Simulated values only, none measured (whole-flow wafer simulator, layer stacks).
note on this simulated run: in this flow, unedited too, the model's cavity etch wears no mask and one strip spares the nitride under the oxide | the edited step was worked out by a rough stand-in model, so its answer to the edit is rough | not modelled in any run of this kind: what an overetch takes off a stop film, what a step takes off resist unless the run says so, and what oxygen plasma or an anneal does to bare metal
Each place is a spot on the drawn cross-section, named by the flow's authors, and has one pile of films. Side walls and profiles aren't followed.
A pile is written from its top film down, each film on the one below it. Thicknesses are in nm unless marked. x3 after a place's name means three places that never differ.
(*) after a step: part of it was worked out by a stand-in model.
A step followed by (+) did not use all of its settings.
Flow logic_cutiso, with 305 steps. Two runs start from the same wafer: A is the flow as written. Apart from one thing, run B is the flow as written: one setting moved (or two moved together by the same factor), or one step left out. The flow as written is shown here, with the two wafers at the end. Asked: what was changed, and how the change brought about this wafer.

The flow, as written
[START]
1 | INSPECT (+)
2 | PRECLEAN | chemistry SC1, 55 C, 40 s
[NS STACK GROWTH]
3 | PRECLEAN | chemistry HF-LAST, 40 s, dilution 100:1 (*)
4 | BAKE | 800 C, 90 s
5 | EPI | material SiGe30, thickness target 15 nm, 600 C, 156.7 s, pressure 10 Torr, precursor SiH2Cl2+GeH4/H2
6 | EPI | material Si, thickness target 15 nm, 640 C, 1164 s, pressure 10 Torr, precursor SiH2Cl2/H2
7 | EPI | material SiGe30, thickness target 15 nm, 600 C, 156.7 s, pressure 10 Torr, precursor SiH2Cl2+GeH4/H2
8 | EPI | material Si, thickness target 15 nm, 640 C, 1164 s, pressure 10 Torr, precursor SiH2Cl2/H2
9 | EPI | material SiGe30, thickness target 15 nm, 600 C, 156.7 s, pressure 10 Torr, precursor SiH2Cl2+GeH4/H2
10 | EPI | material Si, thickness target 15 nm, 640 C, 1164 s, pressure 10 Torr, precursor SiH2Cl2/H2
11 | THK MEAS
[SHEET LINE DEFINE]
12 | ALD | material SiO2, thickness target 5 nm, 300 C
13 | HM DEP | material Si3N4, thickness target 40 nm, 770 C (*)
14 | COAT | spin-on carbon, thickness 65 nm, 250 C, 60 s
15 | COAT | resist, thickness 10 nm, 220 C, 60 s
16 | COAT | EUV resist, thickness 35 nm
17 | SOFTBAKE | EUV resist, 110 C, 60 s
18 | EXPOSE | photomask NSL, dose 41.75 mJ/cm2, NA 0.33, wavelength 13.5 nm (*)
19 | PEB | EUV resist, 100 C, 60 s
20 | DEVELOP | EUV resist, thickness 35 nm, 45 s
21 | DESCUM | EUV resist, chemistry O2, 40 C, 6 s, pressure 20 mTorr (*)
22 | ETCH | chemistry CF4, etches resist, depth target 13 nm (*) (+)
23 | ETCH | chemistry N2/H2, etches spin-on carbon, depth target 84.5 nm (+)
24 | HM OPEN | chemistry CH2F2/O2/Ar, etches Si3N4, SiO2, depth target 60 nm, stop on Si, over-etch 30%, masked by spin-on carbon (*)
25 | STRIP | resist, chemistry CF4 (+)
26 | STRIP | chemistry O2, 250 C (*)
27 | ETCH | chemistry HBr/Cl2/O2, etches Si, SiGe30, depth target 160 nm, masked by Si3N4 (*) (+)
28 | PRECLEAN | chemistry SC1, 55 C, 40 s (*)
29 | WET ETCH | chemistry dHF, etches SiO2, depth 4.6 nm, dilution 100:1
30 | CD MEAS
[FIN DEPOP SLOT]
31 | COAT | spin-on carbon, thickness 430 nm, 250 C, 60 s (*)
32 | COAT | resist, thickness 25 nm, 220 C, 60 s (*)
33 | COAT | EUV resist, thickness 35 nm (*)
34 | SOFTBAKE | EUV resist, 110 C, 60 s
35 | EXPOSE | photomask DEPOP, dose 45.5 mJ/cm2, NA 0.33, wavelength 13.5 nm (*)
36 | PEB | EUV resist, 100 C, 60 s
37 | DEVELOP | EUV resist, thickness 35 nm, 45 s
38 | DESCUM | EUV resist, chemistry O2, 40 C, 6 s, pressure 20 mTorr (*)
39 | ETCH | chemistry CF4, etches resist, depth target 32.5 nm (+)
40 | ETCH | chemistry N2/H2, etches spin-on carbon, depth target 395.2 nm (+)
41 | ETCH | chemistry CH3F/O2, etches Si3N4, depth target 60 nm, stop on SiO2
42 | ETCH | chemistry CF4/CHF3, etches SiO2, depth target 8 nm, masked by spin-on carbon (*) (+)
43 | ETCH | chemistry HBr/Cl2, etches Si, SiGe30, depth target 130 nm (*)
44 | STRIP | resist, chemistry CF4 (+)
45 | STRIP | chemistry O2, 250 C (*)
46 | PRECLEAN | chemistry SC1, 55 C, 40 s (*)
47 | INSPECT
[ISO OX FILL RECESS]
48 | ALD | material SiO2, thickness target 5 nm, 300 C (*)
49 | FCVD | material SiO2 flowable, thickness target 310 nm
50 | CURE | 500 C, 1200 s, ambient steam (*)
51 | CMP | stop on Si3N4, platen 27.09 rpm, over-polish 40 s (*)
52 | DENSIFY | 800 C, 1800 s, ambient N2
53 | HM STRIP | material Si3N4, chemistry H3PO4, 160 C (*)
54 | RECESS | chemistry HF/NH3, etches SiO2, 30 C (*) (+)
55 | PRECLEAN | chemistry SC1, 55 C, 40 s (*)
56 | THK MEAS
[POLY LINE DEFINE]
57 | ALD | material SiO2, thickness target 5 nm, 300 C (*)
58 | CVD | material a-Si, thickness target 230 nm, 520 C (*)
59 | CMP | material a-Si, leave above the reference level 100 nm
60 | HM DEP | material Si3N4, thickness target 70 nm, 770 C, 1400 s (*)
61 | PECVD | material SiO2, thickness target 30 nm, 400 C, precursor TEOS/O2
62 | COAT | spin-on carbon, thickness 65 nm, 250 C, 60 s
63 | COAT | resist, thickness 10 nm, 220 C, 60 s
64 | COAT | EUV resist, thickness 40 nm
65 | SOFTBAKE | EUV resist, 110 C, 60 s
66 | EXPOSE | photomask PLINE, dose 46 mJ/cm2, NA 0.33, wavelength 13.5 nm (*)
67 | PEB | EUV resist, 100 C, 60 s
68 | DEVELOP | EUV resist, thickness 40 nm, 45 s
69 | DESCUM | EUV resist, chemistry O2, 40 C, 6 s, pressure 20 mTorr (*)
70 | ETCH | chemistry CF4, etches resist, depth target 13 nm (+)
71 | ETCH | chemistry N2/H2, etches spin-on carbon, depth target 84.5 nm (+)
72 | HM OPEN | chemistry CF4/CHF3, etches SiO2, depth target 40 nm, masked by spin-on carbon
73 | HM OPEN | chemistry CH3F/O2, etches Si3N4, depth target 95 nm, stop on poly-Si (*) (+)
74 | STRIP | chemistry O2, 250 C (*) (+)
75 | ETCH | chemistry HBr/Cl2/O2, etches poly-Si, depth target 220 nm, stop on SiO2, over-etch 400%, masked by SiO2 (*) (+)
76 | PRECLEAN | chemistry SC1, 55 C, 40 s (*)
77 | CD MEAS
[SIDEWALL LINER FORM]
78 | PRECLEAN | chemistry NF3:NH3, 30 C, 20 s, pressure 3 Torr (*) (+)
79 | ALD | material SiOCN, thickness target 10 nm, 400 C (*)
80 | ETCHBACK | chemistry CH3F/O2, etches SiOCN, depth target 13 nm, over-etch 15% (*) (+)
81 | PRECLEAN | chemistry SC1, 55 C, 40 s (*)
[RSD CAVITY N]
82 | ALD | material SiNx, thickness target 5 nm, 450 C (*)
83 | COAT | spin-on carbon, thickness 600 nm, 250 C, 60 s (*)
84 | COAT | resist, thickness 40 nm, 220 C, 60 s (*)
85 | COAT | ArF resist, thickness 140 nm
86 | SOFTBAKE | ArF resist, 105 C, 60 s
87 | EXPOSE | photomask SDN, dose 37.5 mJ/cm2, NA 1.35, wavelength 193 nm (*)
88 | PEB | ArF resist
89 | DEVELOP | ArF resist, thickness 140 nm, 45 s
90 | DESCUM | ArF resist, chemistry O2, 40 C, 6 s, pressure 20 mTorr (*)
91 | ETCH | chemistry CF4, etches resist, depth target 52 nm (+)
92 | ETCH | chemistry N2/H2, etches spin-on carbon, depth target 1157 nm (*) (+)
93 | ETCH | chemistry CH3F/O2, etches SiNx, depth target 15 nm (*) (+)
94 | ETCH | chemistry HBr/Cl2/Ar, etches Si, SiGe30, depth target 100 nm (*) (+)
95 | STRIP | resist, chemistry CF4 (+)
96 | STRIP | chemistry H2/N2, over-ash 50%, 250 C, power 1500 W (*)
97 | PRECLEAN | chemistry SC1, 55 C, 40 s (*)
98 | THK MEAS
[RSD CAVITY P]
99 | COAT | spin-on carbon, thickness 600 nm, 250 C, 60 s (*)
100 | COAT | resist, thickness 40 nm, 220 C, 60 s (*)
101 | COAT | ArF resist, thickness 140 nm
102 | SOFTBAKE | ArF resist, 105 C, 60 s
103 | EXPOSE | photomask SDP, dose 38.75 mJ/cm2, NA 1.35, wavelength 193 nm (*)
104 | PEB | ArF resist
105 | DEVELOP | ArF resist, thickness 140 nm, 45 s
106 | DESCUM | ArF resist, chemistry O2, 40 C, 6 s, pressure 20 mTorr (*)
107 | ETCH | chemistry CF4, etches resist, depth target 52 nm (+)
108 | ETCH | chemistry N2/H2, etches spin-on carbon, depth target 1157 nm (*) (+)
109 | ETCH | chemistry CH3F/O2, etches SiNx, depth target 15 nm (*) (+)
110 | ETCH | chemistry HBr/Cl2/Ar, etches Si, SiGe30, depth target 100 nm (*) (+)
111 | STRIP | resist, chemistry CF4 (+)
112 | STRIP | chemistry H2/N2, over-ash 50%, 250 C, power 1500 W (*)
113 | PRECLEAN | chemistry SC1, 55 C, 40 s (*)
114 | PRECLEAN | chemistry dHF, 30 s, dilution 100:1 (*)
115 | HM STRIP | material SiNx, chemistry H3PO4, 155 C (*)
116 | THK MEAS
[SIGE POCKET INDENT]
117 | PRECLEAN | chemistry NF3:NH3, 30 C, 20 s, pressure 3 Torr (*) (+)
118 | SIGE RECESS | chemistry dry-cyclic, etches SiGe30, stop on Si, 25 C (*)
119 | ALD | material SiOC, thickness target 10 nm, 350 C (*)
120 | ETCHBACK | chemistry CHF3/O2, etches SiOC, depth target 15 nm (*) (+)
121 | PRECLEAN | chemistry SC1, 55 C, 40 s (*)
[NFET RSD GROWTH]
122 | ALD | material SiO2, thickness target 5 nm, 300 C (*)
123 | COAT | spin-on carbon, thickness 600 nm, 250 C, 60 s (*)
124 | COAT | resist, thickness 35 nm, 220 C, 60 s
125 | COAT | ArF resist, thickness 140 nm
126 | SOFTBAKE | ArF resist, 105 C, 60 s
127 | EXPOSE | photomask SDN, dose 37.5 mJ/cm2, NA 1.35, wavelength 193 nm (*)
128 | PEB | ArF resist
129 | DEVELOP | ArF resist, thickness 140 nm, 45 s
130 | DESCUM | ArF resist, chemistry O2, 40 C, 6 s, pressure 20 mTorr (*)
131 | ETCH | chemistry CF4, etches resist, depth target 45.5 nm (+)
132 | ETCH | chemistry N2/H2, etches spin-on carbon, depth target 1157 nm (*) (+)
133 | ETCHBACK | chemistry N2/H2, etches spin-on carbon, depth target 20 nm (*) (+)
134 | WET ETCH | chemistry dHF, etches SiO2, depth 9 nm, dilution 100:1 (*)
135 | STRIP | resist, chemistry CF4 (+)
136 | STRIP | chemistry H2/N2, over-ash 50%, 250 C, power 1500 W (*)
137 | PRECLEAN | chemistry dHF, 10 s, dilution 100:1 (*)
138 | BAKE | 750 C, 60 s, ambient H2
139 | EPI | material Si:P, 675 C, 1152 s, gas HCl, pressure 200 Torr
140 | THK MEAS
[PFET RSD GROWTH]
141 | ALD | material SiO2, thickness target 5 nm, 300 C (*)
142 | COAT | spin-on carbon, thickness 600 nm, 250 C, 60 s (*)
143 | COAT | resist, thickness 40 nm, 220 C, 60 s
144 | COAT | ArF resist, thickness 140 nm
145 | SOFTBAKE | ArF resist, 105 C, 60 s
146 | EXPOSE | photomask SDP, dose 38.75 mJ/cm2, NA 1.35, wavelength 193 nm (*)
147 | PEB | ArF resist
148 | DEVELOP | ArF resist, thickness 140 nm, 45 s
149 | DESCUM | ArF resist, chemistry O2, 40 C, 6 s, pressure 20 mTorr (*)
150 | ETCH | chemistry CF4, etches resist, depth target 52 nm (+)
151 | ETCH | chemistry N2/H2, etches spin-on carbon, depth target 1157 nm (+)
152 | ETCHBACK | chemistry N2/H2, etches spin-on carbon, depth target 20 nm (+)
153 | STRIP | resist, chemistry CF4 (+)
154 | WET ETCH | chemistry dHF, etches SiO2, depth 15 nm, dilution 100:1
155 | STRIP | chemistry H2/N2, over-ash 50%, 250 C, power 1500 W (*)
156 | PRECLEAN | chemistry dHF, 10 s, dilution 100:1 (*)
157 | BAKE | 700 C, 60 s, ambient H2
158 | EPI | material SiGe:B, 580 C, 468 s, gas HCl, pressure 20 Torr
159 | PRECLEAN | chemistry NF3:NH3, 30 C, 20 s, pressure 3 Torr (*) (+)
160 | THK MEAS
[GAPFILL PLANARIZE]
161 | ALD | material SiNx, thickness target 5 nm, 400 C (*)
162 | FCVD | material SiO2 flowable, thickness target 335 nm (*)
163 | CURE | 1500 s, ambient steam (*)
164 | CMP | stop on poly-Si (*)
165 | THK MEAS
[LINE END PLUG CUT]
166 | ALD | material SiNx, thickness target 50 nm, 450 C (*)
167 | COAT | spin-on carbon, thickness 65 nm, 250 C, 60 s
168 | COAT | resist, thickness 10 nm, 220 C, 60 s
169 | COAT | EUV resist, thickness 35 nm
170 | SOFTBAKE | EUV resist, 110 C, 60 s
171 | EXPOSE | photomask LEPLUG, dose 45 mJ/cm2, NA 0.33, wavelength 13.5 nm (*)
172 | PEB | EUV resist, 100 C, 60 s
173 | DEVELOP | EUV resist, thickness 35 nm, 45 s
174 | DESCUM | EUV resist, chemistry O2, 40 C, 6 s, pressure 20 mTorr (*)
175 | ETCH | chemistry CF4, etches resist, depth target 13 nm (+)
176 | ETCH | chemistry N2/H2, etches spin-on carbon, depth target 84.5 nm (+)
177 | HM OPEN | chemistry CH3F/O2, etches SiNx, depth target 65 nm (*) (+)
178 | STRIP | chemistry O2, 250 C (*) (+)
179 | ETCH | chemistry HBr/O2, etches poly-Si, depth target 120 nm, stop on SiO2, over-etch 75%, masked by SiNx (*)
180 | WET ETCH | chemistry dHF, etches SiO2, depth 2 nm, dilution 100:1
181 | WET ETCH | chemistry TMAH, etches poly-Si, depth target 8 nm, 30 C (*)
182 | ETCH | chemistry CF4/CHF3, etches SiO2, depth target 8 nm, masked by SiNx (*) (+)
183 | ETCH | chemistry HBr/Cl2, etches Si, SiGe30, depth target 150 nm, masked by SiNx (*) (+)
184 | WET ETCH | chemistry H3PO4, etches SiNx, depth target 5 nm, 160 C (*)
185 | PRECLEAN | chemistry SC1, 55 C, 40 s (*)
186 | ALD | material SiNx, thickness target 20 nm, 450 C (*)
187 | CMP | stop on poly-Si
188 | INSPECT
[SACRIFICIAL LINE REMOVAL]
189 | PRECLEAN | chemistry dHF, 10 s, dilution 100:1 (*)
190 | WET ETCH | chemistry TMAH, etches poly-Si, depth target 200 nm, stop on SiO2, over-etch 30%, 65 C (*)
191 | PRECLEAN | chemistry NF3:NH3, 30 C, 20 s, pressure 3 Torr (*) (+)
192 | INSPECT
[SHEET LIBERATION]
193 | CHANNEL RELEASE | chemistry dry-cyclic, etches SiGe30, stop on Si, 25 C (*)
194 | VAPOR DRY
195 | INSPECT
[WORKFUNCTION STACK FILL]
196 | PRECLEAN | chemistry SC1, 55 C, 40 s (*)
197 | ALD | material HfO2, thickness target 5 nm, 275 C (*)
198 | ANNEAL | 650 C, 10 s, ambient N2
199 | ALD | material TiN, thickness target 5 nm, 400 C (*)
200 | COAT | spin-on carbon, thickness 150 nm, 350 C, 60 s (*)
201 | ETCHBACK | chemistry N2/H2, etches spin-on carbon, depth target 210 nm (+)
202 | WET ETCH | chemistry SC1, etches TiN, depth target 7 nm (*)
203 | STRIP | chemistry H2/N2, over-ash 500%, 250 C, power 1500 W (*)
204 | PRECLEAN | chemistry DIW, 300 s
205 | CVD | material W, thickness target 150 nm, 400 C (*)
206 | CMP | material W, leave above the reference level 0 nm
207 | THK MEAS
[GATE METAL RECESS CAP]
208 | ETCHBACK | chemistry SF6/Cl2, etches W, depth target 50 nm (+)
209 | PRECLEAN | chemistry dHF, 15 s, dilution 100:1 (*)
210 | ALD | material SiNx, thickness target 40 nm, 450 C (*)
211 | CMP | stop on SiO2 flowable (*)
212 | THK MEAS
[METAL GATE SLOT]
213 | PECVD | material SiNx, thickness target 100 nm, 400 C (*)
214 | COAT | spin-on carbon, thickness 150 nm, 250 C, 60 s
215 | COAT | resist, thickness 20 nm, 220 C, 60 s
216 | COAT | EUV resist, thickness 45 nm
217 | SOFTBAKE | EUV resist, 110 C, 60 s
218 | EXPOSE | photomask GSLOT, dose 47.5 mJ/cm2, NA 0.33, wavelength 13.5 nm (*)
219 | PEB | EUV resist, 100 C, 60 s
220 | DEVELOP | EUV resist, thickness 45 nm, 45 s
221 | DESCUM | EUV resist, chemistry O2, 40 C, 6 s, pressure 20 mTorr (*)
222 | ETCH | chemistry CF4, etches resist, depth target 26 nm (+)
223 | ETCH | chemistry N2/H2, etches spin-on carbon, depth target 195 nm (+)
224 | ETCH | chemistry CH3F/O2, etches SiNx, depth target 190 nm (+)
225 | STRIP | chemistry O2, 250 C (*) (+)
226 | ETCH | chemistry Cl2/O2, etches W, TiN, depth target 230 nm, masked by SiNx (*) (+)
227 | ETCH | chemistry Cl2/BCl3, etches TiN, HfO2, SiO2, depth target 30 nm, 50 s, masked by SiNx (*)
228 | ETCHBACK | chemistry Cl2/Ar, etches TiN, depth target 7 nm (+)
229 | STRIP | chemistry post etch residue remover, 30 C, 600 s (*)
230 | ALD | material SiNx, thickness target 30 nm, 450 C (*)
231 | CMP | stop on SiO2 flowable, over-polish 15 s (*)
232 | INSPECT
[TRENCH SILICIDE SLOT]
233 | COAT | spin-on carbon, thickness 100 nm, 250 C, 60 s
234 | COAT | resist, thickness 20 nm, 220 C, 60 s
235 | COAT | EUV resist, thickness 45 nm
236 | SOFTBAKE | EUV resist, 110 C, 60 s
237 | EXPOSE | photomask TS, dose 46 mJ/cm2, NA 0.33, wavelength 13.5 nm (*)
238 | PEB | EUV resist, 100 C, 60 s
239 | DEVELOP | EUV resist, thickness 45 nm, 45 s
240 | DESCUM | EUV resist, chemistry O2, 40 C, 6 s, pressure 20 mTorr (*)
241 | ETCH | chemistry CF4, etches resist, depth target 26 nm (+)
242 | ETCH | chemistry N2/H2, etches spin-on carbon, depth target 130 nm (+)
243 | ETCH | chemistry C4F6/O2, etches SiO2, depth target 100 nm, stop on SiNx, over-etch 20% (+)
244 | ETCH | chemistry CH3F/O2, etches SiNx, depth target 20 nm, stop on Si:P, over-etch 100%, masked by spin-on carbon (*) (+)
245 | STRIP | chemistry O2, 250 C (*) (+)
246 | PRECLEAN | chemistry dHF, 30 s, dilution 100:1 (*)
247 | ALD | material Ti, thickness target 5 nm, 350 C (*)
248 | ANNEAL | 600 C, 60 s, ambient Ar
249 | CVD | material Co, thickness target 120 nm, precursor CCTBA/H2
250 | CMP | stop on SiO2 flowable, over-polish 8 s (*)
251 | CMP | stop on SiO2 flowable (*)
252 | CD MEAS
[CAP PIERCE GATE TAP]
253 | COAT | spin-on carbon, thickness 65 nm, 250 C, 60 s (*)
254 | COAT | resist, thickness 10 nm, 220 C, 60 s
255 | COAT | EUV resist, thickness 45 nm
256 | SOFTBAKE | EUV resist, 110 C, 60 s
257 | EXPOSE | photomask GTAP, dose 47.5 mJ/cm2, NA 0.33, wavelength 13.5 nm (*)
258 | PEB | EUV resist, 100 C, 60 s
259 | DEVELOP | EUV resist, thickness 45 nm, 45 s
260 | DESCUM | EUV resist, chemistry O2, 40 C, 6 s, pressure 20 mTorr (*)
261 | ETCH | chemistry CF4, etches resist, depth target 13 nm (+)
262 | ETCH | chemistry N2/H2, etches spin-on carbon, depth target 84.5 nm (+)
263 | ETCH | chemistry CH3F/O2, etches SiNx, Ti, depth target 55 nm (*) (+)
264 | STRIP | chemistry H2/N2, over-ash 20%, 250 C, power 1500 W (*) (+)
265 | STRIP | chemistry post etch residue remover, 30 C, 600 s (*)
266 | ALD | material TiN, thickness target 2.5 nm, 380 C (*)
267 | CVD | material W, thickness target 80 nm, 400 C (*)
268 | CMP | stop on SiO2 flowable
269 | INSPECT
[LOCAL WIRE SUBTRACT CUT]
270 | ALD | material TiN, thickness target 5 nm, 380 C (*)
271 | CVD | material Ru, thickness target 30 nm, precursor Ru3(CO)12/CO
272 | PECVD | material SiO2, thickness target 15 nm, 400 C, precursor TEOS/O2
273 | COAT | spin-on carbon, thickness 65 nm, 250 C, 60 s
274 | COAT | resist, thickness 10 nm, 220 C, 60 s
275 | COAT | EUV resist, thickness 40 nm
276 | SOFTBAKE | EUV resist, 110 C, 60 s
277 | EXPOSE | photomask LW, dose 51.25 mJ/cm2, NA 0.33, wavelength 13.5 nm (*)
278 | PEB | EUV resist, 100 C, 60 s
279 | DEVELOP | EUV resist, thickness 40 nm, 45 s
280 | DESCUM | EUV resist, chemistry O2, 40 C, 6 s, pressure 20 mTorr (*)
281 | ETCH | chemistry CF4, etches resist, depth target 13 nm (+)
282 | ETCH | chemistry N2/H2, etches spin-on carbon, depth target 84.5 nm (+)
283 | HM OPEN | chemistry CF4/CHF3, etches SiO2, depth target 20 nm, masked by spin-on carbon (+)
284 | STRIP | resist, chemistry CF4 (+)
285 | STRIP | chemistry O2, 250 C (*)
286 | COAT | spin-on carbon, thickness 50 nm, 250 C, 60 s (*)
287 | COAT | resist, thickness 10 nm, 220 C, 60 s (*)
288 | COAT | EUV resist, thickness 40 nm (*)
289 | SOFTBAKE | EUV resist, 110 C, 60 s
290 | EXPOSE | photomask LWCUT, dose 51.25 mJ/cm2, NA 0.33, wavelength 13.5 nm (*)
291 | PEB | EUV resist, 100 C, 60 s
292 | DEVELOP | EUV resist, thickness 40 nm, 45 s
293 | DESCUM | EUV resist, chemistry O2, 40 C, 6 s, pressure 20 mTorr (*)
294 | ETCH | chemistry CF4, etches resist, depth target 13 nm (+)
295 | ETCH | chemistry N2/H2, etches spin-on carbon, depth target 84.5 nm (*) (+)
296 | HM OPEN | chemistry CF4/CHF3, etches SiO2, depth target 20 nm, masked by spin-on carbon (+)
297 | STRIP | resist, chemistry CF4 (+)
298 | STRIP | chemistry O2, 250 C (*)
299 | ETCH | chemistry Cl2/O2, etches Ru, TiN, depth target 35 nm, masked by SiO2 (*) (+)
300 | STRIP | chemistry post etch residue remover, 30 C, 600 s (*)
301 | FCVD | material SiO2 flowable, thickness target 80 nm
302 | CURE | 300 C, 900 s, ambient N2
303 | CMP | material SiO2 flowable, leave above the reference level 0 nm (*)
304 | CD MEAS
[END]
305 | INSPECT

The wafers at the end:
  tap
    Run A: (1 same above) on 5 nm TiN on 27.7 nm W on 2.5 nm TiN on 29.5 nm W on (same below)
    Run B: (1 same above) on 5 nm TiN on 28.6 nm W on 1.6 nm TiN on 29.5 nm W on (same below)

The reason: step 266, ALD: thickness target 1.6 nm was run, though the flow has thickness target 2.5 nm.
The wafer itself shows it: tap has TiN 1.6, and step 266 as written asks for 2.5 nm.

The path from the change to this, step by step:
  266 | ALD | material TiN, thickness target 2.5 nm, 380 C (*)
      depop, dpovl, gfld and 19 more: A +2.5 TiN (new film) | B +1.6 TiN (new film)
  268 | CMP | stop on SiO2 flowable
      depop, dpovl, gfld and 9 more: A -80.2 W (all of it), -2.5 TiN (all of it), -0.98 SiNx | B -80.2 W (all of it), -1.6 TiN (all of it), -0.98 SiNx
      lnr, lnri, lnrp, lnrt: A -80 W (all of it), -2.5 TiN (all of it), -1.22 SiOCN | B -80 W (all of it), -1.6 TiN (all of it), -1.22 SiOCN
      (also at 5 further places)
